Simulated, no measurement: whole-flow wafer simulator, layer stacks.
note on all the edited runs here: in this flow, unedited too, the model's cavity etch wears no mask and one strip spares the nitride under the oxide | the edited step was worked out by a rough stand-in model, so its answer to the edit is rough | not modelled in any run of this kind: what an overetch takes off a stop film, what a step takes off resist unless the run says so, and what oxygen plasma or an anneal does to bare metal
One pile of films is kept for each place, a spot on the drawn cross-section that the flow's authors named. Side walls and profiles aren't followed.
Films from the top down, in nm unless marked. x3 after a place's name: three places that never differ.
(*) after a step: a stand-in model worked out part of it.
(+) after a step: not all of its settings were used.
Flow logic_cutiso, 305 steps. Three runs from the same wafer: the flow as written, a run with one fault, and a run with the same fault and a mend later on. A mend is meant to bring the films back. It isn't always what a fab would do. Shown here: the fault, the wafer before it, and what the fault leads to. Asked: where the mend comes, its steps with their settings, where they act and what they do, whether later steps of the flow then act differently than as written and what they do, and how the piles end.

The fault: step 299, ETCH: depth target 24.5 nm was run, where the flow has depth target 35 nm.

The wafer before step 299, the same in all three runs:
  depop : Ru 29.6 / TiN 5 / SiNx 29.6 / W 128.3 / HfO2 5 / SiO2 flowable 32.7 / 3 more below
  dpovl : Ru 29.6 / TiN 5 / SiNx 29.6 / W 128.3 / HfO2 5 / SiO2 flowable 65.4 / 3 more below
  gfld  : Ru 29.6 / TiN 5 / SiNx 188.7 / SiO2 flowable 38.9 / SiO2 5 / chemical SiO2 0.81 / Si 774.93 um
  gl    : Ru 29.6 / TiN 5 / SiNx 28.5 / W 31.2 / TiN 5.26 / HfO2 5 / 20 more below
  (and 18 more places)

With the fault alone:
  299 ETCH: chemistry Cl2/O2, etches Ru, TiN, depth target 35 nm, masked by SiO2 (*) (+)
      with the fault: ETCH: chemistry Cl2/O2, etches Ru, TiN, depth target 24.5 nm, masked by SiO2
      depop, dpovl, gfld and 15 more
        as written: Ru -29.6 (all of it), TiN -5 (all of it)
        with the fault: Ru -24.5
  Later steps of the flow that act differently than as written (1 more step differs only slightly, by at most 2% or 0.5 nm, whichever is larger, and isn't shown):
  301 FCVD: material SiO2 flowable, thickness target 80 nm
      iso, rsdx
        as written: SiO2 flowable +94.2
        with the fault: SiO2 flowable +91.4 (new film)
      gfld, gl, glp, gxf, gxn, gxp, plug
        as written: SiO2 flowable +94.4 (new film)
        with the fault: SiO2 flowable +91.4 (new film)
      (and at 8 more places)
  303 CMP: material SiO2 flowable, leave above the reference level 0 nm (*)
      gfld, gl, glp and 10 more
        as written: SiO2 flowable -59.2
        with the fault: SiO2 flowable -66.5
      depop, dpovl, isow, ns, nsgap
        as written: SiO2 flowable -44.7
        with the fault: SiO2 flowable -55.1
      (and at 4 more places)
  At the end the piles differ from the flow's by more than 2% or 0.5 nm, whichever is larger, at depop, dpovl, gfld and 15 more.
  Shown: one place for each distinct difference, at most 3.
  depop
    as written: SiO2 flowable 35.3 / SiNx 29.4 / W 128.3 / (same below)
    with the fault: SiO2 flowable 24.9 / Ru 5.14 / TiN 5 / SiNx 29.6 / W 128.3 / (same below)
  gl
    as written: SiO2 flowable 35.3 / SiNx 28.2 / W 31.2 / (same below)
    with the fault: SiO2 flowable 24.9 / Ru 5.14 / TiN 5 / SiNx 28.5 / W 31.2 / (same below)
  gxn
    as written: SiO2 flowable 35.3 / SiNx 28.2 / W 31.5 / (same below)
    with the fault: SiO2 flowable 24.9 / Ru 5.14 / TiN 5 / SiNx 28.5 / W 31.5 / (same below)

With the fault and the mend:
  The mend comes after step 299.
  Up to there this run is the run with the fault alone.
  299a ETCH: chemistry Cl2/O2, etches Ru, TiN, depth target 10.5 nm, masked by SiO2 (*) (+) (the flow's step 299 once more, with other settings)
      depop, dpovl, gfld and 14 more
        Ru -5.14 (all of it), TiN -5 (all of it)
      lnrt, rsdn, rsdp, tap
        SiO2 -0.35
      rsdw
        Ru -5.15 (all of it), TiN -5 (all of it)
  No later step of the flow acts differently than as written at any place that is followed.
  At the end the piles are the same as the flow's at every place that both follow.
